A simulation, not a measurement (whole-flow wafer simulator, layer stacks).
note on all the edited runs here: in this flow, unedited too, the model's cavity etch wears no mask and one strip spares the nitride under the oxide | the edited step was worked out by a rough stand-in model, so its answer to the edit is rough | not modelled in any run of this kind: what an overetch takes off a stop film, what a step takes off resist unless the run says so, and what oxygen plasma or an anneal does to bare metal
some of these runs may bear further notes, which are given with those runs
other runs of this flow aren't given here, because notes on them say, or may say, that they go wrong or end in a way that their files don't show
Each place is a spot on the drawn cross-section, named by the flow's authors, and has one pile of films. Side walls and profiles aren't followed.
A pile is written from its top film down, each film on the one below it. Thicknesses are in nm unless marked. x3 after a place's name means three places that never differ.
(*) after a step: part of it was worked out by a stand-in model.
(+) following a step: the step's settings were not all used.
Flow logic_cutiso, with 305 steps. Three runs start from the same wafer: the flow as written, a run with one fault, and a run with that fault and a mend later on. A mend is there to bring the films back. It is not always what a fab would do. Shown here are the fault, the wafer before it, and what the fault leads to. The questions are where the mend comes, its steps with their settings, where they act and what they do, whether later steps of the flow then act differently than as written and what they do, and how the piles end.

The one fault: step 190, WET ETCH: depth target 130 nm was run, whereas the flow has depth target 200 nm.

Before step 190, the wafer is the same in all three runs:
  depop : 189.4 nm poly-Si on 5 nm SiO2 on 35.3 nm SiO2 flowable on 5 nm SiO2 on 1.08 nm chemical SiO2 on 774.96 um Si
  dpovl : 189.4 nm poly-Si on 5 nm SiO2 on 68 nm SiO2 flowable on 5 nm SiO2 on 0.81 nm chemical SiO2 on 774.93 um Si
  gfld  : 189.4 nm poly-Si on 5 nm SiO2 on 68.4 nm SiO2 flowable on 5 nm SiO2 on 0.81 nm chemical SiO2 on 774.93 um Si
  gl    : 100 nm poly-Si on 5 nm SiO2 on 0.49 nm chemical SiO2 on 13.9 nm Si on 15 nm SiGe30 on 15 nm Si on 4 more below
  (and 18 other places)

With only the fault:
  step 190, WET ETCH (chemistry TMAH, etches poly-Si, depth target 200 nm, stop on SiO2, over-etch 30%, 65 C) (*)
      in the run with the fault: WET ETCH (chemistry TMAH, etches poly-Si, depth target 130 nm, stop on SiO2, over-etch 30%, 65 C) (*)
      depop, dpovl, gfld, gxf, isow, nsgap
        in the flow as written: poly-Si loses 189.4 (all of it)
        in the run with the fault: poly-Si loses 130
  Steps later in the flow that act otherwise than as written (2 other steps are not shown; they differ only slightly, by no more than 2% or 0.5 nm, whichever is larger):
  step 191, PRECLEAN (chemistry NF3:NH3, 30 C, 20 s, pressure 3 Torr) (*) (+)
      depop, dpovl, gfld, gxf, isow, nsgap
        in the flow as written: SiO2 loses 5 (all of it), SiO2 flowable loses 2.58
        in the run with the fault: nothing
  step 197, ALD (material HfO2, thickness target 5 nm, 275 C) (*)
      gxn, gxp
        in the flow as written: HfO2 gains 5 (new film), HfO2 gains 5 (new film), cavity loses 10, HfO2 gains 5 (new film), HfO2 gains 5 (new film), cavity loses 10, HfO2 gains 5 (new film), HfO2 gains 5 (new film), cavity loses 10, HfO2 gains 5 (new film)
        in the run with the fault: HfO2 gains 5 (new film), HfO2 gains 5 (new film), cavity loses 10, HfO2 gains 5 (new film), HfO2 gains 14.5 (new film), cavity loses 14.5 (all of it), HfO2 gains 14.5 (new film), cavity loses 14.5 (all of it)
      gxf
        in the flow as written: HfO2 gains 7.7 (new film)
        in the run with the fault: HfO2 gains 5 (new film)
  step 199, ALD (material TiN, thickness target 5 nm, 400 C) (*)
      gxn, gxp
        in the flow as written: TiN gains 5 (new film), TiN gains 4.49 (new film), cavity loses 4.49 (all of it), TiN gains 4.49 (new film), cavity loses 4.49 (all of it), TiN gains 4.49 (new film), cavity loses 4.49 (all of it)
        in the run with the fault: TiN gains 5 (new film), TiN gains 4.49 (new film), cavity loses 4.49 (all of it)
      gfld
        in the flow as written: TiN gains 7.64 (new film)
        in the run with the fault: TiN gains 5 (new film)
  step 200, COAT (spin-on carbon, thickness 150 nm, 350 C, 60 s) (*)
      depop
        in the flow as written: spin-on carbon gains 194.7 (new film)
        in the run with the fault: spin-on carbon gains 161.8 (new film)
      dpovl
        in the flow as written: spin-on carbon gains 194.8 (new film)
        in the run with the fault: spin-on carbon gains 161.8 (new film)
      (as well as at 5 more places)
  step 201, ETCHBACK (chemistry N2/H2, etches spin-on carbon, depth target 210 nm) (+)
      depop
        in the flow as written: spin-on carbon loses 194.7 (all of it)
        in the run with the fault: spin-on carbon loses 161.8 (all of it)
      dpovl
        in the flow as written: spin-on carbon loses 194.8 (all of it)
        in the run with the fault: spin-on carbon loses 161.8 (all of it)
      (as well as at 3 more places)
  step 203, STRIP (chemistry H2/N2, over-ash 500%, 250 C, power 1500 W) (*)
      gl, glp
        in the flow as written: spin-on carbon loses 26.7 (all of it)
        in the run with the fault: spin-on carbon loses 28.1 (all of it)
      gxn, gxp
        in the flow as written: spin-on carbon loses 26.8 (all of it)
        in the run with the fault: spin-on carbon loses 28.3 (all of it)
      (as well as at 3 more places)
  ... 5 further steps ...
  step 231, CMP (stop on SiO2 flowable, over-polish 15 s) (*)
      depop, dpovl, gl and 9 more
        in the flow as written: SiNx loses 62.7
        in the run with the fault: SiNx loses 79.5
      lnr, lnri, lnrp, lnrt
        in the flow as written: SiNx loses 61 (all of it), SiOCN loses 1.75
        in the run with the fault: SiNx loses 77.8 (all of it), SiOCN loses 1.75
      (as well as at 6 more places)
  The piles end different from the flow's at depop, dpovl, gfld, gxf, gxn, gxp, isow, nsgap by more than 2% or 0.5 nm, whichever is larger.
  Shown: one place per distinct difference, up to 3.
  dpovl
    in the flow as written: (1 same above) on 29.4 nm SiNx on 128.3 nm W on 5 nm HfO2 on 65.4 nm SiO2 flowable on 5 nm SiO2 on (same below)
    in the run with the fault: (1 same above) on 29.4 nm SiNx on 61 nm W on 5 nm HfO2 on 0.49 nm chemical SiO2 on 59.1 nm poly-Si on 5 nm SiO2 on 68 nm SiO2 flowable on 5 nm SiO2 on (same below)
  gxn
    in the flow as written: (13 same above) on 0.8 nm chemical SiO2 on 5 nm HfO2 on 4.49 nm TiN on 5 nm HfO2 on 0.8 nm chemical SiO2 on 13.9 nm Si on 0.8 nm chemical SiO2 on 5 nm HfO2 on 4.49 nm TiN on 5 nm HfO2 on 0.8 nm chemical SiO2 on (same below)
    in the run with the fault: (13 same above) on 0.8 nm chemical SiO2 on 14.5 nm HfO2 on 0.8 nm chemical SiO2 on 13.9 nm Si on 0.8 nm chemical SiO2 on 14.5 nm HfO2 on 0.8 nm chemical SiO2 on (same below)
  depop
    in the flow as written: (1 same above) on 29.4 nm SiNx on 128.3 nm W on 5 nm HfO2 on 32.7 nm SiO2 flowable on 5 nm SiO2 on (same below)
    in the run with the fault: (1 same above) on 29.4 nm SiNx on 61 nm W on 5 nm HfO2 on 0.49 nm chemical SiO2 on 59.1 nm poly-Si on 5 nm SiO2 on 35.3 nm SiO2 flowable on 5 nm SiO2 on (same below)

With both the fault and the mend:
  After step 190 comes the mend.
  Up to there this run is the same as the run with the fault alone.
  step 190a, WET ETCH (chemistry TMAH, etches poly-Si, depth target 70 nm, stop on SiO2, over-etch 30%, 65 C) (*) (the flow's step 190, run once more with other settings)
      depop, dpovl, gfld, gxf, isow, nsgap
        poly-Si loses 59.4 (all of it)
  None of the later steps of the flow acts differently than as written at any place that is followed.
  The piles end the same as the flow's at every place that both follow.
